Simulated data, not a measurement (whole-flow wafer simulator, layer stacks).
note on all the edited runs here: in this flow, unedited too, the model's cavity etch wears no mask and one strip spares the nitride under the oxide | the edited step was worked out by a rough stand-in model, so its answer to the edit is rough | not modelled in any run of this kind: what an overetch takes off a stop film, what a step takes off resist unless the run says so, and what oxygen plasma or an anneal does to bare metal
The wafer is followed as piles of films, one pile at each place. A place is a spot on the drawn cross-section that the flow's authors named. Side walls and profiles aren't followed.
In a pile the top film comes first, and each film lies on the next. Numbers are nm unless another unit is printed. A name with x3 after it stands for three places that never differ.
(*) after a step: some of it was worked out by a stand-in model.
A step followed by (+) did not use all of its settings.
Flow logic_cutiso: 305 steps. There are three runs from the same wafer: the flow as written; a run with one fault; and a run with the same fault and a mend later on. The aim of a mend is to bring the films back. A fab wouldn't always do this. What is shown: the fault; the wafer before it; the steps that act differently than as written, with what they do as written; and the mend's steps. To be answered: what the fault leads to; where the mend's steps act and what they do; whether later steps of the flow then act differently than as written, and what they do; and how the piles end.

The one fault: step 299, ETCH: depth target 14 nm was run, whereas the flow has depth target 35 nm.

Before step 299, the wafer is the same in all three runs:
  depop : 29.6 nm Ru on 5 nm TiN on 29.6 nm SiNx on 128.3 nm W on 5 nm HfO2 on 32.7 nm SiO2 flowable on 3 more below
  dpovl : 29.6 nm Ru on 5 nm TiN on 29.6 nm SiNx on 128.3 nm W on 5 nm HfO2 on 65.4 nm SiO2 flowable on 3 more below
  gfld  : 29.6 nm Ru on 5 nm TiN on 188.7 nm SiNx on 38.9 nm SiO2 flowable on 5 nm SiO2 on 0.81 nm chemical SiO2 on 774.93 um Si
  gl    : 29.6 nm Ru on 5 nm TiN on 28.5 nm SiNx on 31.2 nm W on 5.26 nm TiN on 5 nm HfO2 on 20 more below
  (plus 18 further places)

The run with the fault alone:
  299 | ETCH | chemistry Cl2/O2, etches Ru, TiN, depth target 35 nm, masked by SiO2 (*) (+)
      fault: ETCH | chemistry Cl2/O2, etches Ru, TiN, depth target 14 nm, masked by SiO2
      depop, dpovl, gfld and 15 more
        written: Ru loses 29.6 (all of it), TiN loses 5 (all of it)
        fault: Ru loses 14
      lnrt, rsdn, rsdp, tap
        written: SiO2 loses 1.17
        fault: SiO2 loses 0.47
  Steps later in the flow that act otherwise than as written (not shown: 1 more step that differs only slightly, by at most 2% or 0.5 nm, whichever is larger):
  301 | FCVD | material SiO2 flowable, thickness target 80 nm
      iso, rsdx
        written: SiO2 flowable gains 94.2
        fault: SiO2 flowable gains 88.4 (new film)
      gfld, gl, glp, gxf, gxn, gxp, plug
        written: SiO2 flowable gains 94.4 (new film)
        fault: SiO2 flowable gains 88.4 (new film)
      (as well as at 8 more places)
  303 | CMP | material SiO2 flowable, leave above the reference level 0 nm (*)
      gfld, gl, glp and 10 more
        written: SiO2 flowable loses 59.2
        fault: SiO2 flowable loses 74.1
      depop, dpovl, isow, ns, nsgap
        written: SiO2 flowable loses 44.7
        fault: SiO2 flowable loses 65.6
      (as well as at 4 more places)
  The piles end different from the flow's at depop, dpovl, gfld and 15 more by more than 2% or 0.5 nm, whichever is larger.
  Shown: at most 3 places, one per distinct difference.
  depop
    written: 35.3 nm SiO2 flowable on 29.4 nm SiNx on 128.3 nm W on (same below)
    fault: 14.4 nm SiO2 flowable on 15.6 nm Ru on 5 nm TiN on 29.6 nm SiNx on 128.3 nm W on (same below)
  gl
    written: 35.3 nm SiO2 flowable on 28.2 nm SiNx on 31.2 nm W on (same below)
    fault: 14.4 nm SiO2 flowable on 15.6 nm Ru on 5 nm TiN on 28.5 nm SiNx on 31.2 nm W on (same below)
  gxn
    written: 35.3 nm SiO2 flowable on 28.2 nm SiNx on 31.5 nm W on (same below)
    fault: 14.4 nm SiO2 flowable on 15.6 nm Ru on 5 nm TiN on 28.5 nm SiNx on 31.5 nm W on (same below)

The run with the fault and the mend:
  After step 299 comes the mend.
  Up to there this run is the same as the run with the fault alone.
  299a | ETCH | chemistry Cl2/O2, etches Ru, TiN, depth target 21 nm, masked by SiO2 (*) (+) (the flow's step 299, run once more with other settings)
      depop, dpovl, gfld and 15 more
        Ru loses 15.6 (all of it), TiN loses 5 (all of it)
      lnrt, rsdn, rsdp, tap
        SiO2 loses 0.7
  None of the later steps of the flow acts differently than as written at any place that is followed.
  By the end, the piles equal the flow's at every place that both follow.
